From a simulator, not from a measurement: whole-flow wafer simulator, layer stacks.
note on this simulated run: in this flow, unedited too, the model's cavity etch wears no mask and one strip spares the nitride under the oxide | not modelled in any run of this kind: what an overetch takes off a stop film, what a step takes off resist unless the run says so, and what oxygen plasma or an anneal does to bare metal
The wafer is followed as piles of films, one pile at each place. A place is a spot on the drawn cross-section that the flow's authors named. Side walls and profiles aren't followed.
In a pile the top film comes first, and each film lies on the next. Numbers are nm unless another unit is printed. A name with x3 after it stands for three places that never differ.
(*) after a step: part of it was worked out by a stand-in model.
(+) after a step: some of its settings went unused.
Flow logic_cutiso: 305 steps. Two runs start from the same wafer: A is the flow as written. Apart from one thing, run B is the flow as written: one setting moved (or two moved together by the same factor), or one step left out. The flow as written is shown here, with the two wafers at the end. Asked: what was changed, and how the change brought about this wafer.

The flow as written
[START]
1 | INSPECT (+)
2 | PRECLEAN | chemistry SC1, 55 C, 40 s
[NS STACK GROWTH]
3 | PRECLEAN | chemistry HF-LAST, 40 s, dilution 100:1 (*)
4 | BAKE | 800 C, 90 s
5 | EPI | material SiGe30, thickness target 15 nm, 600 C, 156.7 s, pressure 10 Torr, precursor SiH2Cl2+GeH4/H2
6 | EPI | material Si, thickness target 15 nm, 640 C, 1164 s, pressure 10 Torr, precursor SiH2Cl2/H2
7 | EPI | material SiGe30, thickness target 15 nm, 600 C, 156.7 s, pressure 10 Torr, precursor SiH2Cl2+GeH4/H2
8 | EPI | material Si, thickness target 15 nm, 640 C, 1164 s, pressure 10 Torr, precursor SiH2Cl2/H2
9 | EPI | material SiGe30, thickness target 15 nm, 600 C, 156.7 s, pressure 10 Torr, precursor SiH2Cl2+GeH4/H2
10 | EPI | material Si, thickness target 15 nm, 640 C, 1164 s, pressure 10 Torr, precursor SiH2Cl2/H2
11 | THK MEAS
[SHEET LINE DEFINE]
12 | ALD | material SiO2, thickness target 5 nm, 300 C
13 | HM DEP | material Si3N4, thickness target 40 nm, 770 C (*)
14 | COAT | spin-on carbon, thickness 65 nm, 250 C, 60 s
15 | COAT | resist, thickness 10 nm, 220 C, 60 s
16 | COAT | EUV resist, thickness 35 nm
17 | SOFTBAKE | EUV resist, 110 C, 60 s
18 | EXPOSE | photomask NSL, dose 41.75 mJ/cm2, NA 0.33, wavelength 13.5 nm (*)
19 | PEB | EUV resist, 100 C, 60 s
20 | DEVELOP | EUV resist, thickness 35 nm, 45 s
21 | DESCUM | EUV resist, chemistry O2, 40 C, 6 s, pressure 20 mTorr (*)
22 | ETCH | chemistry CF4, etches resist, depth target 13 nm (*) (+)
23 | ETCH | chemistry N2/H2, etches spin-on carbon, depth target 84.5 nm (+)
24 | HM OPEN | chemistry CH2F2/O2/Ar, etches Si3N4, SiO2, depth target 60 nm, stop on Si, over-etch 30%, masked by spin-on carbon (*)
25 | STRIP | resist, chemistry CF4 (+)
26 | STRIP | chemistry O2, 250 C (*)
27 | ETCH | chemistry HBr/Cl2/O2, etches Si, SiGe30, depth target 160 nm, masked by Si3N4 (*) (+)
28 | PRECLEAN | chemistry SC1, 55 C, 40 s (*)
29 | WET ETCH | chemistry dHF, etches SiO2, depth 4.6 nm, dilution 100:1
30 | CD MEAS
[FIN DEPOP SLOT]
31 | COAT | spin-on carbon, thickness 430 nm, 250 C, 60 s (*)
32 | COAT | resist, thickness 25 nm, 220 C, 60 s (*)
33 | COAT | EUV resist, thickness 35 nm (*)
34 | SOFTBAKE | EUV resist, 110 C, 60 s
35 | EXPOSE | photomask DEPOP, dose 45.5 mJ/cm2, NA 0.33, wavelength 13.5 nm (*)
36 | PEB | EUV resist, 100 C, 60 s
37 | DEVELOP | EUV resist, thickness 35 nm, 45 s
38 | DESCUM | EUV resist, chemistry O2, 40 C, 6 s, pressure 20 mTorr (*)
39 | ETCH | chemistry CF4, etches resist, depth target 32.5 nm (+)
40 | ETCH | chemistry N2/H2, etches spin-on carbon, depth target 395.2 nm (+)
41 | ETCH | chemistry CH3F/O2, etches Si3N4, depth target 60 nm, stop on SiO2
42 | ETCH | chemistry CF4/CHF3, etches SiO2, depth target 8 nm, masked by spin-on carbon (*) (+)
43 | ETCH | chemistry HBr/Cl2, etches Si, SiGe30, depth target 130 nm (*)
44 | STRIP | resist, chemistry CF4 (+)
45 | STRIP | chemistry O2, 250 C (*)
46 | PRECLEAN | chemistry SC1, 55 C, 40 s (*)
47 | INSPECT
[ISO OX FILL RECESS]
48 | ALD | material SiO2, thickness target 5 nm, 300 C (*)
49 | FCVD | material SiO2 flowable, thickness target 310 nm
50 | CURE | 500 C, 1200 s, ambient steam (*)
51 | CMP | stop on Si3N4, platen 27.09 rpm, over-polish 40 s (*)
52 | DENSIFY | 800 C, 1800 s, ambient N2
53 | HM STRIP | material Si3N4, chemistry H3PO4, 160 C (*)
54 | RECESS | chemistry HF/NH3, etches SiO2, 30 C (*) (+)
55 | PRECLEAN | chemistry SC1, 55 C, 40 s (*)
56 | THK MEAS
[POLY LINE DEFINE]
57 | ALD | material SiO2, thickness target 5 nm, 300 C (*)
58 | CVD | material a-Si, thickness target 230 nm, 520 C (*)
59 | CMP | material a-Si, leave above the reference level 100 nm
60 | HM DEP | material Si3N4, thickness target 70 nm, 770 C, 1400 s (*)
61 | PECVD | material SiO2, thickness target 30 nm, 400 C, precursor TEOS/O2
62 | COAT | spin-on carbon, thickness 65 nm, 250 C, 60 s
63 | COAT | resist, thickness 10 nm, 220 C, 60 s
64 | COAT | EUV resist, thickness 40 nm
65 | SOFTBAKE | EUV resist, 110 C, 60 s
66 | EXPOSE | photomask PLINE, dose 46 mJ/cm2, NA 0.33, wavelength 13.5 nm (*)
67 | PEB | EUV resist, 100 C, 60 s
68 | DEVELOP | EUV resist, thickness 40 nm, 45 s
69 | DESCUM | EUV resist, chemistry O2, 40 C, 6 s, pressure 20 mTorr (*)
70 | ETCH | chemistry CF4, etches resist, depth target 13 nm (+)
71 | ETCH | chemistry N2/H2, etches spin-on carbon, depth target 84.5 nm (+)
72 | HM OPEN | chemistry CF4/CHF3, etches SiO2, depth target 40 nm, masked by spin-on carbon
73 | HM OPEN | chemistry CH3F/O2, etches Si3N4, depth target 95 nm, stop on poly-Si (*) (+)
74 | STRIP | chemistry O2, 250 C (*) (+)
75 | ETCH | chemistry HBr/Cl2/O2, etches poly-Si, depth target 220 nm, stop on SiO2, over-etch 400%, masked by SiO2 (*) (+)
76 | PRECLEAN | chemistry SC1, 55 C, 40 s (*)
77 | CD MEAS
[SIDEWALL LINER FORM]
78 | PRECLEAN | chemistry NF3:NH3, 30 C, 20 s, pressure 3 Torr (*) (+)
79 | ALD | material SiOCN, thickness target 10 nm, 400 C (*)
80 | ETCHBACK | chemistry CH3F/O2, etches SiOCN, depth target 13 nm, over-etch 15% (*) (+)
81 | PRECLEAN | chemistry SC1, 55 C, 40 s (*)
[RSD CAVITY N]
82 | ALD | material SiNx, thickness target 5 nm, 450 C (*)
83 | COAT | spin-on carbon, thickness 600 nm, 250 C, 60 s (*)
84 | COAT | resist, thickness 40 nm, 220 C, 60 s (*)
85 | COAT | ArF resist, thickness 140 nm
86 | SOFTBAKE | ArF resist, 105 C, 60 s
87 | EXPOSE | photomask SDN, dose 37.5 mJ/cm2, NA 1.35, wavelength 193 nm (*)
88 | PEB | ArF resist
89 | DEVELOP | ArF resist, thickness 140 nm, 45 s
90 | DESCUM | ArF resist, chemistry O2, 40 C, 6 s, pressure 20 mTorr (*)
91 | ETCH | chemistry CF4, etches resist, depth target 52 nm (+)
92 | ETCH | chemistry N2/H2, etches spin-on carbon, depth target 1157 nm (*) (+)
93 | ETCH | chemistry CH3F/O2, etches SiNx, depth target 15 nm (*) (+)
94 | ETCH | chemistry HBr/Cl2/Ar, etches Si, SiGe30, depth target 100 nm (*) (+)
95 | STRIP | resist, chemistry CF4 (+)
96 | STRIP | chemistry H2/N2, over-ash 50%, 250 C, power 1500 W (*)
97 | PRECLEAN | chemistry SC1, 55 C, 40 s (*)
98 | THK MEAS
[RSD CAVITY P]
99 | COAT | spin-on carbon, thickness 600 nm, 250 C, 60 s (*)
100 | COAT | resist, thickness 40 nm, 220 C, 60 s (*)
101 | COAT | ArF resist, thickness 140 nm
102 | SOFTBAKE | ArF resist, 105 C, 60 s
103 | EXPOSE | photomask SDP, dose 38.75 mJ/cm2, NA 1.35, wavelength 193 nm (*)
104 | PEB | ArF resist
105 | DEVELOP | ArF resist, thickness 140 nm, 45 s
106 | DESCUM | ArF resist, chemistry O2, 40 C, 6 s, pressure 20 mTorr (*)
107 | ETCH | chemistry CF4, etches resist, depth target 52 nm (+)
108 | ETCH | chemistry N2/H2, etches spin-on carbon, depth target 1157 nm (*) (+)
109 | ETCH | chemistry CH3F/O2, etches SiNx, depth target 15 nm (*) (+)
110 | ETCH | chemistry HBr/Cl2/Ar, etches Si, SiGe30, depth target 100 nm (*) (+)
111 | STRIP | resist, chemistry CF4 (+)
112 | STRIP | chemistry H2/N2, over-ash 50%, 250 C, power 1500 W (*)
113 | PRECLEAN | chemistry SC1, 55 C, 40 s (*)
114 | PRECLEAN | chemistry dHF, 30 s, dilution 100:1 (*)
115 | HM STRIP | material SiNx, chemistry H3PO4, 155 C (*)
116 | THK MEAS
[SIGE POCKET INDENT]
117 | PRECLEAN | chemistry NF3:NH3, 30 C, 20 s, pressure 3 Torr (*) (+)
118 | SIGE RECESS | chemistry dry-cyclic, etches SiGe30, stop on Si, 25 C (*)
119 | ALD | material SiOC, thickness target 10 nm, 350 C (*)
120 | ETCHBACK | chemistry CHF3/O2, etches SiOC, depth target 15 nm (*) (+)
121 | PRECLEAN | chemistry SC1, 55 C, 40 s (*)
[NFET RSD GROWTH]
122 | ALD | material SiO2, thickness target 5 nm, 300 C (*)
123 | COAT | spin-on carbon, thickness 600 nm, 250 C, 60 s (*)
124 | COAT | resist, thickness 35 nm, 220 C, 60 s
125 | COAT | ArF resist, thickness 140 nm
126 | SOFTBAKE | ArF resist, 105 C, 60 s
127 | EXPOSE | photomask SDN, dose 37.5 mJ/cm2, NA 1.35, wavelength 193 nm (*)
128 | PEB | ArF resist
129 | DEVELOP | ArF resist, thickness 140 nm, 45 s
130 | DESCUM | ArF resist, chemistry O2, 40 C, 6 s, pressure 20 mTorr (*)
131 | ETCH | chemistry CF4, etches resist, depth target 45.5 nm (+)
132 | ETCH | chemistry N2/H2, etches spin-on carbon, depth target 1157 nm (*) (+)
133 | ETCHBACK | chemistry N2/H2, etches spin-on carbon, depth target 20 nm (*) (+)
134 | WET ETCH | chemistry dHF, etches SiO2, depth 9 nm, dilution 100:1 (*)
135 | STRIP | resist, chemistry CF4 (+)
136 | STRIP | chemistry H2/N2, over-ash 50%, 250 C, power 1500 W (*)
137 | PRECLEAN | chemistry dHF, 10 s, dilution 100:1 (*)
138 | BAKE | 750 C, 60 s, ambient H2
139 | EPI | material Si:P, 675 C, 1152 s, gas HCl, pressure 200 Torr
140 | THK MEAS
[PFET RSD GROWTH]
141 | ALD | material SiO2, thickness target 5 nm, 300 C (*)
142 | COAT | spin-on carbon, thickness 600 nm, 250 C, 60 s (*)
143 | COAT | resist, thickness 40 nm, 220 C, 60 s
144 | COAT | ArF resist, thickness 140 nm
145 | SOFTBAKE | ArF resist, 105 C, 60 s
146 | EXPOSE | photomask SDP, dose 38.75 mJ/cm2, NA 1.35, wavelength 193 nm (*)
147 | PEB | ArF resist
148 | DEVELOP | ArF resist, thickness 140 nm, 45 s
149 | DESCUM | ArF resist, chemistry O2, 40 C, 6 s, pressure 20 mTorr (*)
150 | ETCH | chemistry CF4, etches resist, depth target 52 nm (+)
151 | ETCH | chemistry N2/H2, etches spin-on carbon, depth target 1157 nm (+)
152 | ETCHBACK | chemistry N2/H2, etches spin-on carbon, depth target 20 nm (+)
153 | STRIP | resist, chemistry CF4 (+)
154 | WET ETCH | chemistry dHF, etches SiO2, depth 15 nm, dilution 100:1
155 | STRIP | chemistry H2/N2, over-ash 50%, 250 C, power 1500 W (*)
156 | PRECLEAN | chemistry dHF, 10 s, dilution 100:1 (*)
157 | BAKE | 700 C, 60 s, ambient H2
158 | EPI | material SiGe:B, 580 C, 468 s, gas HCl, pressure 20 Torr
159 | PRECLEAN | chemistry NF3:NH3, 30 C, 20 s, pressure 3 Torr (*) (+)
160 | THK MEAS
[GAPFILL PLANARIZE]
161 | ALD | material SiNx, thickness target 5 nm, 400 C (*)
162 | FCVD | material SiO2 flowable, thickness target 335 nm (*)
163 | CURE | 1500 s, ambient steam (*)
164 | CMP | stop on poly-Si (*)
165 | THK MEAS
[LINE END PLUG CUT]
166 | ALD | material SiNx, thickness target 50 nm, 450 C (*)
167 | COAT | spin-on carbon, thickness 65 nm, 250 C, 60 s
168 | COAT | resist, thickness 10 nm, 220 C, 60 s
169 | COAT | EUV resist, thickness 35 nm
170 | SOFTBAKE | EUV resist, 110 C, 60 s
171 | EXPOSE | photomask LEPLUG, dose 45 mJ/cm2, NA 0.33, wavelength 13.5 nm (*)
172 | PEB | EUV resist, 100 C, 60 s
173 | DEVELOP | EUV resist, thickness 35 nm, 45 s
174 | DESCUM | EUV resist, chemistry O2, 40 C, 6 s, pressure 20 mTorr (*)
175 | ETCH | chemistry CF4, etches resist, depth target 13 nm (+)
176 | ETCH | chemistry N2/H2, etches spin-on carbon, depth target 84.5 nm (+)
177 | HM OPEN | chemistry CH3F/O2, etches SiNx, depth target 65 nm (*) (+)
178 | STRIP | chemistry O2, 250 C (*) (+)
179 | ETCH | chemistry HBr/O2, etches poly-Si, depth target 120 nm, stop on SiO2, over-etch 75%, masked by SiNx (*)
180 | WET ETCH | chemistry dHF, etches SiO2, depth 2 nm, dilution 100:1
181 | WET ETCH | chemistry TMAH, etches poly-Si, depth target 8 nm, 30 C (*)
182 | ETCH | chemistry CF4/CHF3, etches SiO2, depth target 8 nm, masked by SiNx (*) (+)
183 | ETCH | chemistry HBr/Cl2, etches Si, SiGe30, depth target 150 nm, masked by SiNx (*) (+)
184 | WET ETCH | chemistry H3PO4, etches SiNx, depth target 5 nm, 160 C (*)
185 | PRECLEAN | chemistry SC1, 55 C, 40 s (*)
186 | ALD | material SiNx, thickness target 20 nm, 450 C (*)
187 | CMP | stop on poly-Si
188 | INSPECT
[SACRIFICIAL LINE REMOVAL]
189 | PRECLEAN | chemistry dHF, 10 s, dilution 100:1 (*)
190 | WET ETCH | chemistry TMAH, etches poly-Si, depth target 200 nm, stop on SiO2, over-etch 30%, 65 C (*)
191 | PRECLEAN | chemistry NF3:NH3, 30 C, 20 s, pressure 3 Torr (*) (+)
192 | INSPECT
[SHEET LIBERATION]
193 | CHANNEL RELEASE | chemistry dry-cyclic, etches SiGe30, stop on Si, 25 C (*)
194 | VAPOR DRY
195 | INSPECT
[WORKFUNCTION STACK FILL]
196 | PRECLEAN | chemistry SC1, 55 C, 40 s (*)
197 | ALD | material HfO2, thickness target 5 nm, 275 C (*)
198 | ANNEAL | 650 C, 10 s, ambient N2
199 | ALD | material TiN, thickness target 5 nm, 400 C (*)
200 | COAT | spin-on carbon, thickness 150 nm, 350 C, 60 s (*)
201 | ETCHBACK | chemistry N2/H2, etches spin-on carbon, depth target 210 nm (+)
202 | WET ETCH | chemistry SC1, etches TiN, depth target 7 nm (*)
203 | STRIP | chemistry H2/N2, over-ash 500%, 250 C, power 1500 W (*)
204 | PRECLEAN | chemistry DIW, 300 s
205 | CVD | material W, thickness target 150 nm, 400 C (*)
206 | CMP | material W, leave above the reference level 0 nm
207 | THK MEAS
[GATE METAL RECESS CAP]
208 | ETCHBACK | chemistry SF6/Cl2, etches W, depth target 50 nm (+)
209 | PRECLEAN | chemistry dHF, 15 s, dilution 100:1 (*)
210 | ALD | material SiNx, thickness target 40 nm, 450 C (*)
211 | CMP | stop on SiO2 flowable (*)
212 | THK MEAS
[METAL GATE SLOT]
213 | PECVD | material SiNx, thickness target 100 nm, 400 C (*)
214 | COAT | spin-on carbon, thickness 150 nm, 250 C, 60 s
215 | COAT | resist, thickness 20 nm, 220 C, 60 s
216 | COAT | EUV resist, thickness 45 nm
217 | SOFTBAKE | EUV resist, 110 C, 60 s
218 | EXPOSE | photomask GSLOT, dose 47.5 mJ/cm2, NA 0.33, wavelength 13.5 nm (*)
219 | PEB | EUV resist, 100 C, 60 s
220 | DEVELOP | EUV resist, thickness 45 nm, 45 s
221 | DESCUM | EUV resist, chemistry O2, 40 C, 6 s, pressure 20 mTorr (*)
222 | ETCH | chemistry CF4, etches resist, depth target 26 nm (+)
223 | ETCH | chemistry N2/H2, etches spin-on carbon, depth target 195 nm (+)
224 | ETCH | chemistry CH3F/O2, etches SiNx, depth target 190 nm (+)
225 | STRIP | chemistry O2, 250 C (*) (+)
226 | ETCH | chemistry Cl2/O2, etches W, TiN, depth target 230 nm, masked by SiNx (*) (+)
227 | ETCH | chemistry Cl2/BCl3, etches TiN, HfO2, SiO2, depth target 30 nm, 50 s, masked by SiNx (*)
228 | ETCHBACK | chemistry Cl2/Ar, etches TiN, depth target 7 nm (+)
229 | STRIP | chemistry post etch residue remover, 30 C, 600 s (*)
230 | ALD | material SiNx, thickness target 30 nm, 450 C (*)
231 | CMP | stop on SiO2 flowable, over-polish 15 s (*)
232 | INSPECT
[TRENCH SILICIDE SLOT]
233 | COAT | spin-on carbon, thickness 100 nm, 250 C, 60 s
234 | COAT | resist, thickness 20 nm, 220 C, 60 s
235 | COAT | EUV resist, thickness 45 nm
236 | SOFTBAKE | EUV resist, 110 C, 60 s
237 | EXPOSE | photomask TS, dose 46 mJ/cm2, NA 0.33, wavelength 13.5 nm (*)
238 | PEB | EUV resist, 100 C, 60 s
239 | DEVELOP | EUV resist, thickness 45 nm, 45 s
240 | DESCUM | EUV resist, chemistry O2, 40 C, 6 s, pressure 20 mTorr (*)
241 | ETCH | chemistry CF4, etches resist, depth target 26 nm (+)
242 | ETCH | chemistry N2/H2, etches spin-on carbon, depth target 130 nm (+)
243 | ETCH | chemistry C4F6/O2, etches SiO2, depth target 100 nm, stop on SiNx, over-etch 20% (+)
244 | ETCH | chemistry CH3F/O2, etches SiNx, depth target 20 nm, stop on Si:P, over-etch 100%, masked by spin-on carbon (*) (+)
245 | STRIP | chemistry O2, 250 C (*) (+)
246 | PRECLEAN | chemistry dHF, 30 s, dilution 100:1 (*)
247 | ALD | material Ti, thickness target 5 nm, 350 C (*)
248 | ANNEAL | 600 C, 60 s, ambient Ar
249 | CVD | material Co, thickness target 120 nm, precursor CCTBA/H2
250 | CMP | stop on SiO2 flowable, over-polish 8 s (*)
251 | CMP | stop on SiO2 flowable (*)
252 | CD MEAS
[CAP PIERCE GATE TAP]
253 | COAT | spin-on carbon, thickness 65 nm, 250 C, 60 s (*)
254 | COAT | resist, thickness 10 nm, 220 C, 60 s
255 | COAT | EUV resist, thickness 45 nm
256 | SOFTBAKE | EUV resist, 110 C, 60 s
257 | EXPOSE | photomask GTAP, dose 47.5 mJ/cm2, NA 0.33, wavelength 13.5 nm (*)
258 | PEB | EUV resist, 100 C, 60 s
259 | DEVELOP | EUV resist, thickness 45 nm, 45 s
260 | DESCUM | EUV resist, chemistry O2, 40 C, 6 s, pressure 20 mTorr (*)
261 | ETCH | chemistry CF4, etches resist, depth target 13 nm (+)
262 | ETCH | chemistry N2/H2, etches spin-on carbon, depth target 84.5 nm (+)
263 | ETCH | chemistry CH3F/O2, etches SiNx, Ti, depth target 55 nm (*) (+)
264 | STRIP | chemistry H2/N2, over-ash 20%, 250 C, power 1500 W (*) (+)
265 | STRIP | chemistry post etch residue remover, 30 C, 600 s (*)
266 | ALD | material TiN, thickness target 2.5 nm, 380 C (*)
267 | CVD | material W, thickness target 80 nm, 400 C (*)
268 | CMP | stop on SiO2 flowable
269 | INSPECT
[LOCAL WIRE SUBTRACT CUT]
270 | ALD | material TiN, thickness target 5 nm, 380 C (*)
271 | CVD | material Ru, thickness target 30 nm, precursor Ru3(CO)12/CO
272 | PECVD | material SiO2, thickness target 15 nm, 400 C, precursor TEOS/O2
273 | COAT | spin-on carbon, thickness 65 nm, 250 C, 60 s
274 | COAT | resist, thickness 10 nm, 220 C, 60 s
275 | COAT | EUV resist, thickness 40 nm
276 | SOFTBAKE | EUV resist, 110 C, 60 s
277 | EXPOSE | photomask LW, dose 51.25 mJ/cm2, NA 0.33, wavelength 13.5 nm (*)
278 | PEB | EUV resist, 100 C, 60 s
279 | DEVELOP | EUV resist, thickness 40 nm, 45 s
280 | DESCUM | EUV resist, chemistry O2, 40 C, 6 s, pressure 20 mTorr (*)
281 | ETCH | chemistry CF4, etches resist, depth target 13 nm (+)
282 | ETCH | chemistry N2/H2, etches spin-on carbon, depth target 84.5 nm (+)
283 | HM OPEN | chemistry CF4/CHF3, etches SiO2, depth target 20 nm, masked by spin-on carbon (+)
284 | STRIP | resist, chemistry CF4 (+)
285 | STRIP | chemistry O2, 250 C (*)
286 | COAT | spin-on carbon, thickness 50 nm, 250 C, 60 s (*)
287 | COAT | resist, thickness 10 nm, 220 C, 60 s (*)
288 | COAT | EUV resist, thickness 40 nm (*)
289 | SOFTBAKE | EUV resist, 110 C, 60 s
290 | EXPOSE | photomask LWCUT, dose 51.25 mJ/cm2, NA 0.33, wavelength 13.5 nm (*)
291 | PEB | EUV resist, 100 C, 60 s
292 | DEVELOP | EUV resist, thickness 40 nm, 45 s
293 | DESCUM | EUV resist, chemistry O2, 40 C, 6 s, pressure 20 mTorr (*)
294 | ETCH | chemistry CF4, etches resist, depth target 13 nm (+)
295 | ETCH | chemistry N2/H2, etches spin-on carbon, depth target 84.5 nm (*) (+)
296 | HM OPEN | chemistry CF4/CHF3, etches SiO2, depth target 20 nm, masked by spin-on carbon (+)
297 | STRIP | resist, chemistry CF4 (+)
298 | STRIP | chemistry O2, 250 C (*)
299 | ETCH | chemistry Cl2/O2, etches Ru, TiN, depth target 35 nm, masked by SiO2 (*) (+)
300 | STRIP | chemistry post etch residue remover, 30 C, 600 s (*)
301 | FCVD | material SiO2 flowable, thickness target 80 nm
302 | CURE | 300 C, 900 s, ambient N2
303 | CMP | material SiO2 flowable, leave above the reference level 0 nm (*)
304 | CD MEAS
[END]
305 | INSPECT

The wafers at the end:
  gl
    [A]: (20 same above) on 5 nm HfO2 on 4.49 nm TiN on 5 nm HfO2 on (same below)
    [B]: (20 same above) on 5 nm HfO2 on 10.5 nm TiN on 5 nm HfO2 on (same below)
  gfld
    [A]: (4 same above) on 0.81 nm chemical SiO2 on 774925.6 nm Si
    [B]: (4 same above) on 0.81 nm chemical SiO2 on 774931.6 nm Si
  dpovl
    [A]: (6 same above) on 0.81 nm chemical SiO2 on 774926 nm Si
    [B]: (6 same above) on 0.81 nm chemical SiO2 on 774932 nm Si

The reason: step 5, EPI: 219.4 s was run, whereas the flow has 156.7 s.

The path from the change to this, step by step:
  5 | EPI | material SiGe30, thickness target 15 nm, 600 C, 156.7 s, pressure 10 Torr, precursor SiH2Cl2+GeH4/H2
      depop, dpovl, gfld and 19 more: A SiGe30 gains 15 (new film) | B SiGe30 gains 21 (new film)
  27 | ETCH | chemistry HBr/Cl2/O2, etches Si, SiGe30, depth target 160 nm, masked by Si3N4 (*) (+)
      gfld, gxf, iso, lnri: A chemical SiO2 loses 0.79 (all of it), Si loses 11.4 (all of it), SiGe30 loses 15 (all of it), Si loses 15 (all of it), SiGe30 loses 15 (all of it), Si loses 15 (all of it), SiGe30 loses 15 (all of it), Si loses 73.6 | B chemical SiO2 loses 0.79 (all of it), Si loses 11.4 (all of it), SiGe30 loses 15 (all of it), Si loses 15 (all of it), SiGe30 loses 15 (all of it), Si loses 15 (all of it), SiGe30 loses 21 (all of it), Si loses 67.6
      dpovl, nsgap: A chemical SiO2 loses 0.79 (all of it), Si loses 11.8 (all of it), SiGe30 loses 15 (all of it), Si loses 15 (all of it), SiGe30 loses 15 (all of it), Si loses 15 (all of it), SiGe30 loses 15 (all of it), Si loses 73.2 | B chemical SiO2 loses 0.79 (all of it), Si loses 11.8 (all of it), SiGe30 loses 15 (all of it), Si loses 15 (all of it), SiGe30 loses 15 (all of it), Si loses 15 (all of it), SiGe30 loses 21 (all of it), Si loses 67.2
      (also at 1 further place)
  43 | ETCH | chemistry HBr/Cl2, etches Si, SiGe30, depth target 130 nm (*)
      depop: A Si loses 14 (all of it), SiGe30 loses 15 (all of it), Si loses 15 (all of it), SiGe30 loses 15 (all of it), Si loses 15 (all of it), SiGe30 loses 15 (all of it), Si loses 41 | B Si loses 14 (all of it), SiGe30 loses 15 (all of it), Si loses 15 (all of it), SiGe30 loses 15 (all of it), Si loses 15 (all of it), SiGe30 loses 21 (all of it), Si loses 35
  94 | ETCH | chemistry HBr/Cl2/Ar, etches Si, SiGe30, depth target 100 nm (*) (+)
      rsdn, rsdx: A chemical SiO2 loses 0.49 (all of it), Si loses 12.8 (all of it), SiGe30 loses 15 (all of it), Si loses 15 (all of it), SiGe30 loses 15 (all of it), Si loses 15 (all of it), SiGe30 loses 15 (all of it), Si loses 12.2 | B chemical SiO2 loses 0.49 (all of it), Si loses 12.8 (all of it), SiGe30 loses 15 (all of it), Si loses 15 (all of it), SiGe30 loses 15 (all of it), Si loses 15 (all of it), SiGe30 loses 21 (all of it), Si loses 6.16
  110 | ETCH | chemistry HBr/Cl2/Ar, etches Si, SiGe30, depth target 100 nm (*) (+)
      rsdp, rsdw: A chemical SiO2 loses 0.49 (all of it), Si loses 12.8 (all of it), SiGe30 loses 15 (all of it), Si loses 15 (all of it), SiGe30 loses 15 (all of it), Si loses 15 (all of it), SiGe30 loses 15 (all of it), Si loses 12.2 | B chemical SiO2 loses 0.49 (all of it), Si loses 12.8 (all of it), SiGe30 loses 15 (all of it), Si loses 15 (all of it), SiGe30 loses 15 (all of it), Si loses 15 (all of it), SiGe30 loses 21 (all of it), Si loses 6.16
  118 | SIGE RECESS | chemistry dry-cyclic, etches SiGe30, stop on Si, 25 C (*)
      lnr, lnrp, lnrt: A SiOCN loses 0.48, Si loses 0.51, cavity gains 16 (new film), SiGe30 loses 15 (all of it), Si loses 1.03, cavity gains 16 (new film), SiGe30 loses 15 (all of it), Si loses 1.03, cavity gains 16 (new film), SiGe30 loses 15 (all of it), Si loses 0.51 | B SiOCN loses 0.48, Si loses 0.51, cavity gains 16 (new film), SiGe30 loses 15 (all of it), Si loses 1.03, cavity gains 16 (new film), SiGe30 loses 15 (all of it), Si loses 1.03, cavity gains 22 (new film), SiGe30 loses 21 (all of it), Si loses 0.51
  119 | ALD | material SiOC, thickness target 10 nm, 350 C (*)
      lnr, lnrp, lnrt: A SiOC gains 10 (new film), SiOC gains 16 (new film), cavity loses 16 (all of it), SiOC gains 16 (new film), cavity loses 16 (all of it), SiOC gains 16 (new film), cavity loses 16 (all of it) | B SiOC gains 10 (new film), SiOC gains 16 (new film), cavity loses 16 (all of it), SiOC gains 16 (new film), cavity loses 16 (all of it), SiOC gains 22 (new film), cavity loses 22 (all of it)
  183 | ETCH | chemistry HBr/Cl2, etches Si, SiGe30, depth target 150 nm, masked by SiNx (*) (+)
      plug: A Si loses 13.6 (all of it), SiGe30 loses 15 (all of it), Si loses 15 (all of it), SiGe30 loses 15 (all of it), Si loses 15 (all of it), SiGe30 loses 15 (all of it), Si loses 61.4 | B Si loses 13.6 (all of it), SiGe30 loses 15 (all of it), Si loses 15 (all of it), SiGe30 loses 15 (all of it), Si loses 15 (all of it), SiGe30 loses 21 (all of it), Si loses 55.4
  193 | CHANNEL RELEASE | chemistry dry-cyclic, etches SiGe30, stop on Si, 25 C (*)
      gl, glp, gxn, gxp, ns, tap: A chemical SiO2 gains 0.8 (new film), Si loses 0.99, chemical SiO2 gains 0.8 (new film), cavity gains 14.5 (new film), chemical SiO2 gains 0.8 (new film), SiGe30 loses 15 (all of it), Si loses 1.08, chemical SiO2 gains 0.8 (new film), cavity gains 14.5 (new film), chemical SiO2 gains 0.8 (new film), SiGe30 loses 15 (all of it), Si loses 1.08, chemical SiO2 gains 0.8 (new film), cavity gains 14.5 (new film), chemical SiO2 gains 0.8 (new film), SiGe30 loses 15 (all of it), Si loses 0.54 | B chemical SiO2 gains 0.8 (new film), Si loses 0.99, chemical SiO2 gains 0.8 (new film), cavity gains 14.5 (new film), chemical SiO2 gains 0.8 (new film), SiGe30 loses 15 (all of it), Si loses 1.08, chemical SiO2 gains 0.8 (new film), cavity gains 14.5 (new film), chemical SiO2 gains 0.8 (new film), SiGe30 loses 15 (all of it), Si loses 1.08, chemical SiO2 gains 0.8 (new film), cavity gains 20.5 (new film), chemical SiO2 gains 0.8 (new film), SiGe30 loses 21 (all of it), Si loses 0.54
  199 | ALD | material TiN, thickness target 5 nm, 400 C (*)
      gl, glp, tap: A TiN gains 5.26 (new film), TiN gains 4.49 (new film), cavity loses 4.49 (all of it), TiN gains 4.49 (new film), cavity loses 4.49 (all of it), TiN gains 4.49 (new film), cavity loses 4.49 (all of it) | B TiN gains 5.26 (new film), TiN gains 4.49 (new film), cavity loses 4.49 (all of it), TiN gains 4.49 (new film), cavity loses 4.49 (all of it), TiN gains 10.5 (new film), cavity loses 10.5 (all of it)
      gxn, gxp, ns: A TiN gains 5 (new film), TiN gains 4.49 (new film), cavity loses 4.49 (all of it), TiN gains 4.49 (new film), cavity loses 4.49 (all of it), TiN gains 4.49 (new film), cavity loses 4.49 (all of it) | B TiN gains 5 (new film), TiN gains 4.49 (new film), cavity loses 4.49 (all of it), TiN gains 4.49 (new film), cavity loses 4.49 (all of it), TiN gains 10.5 (new film), cavity loses 10.5 (all of it)
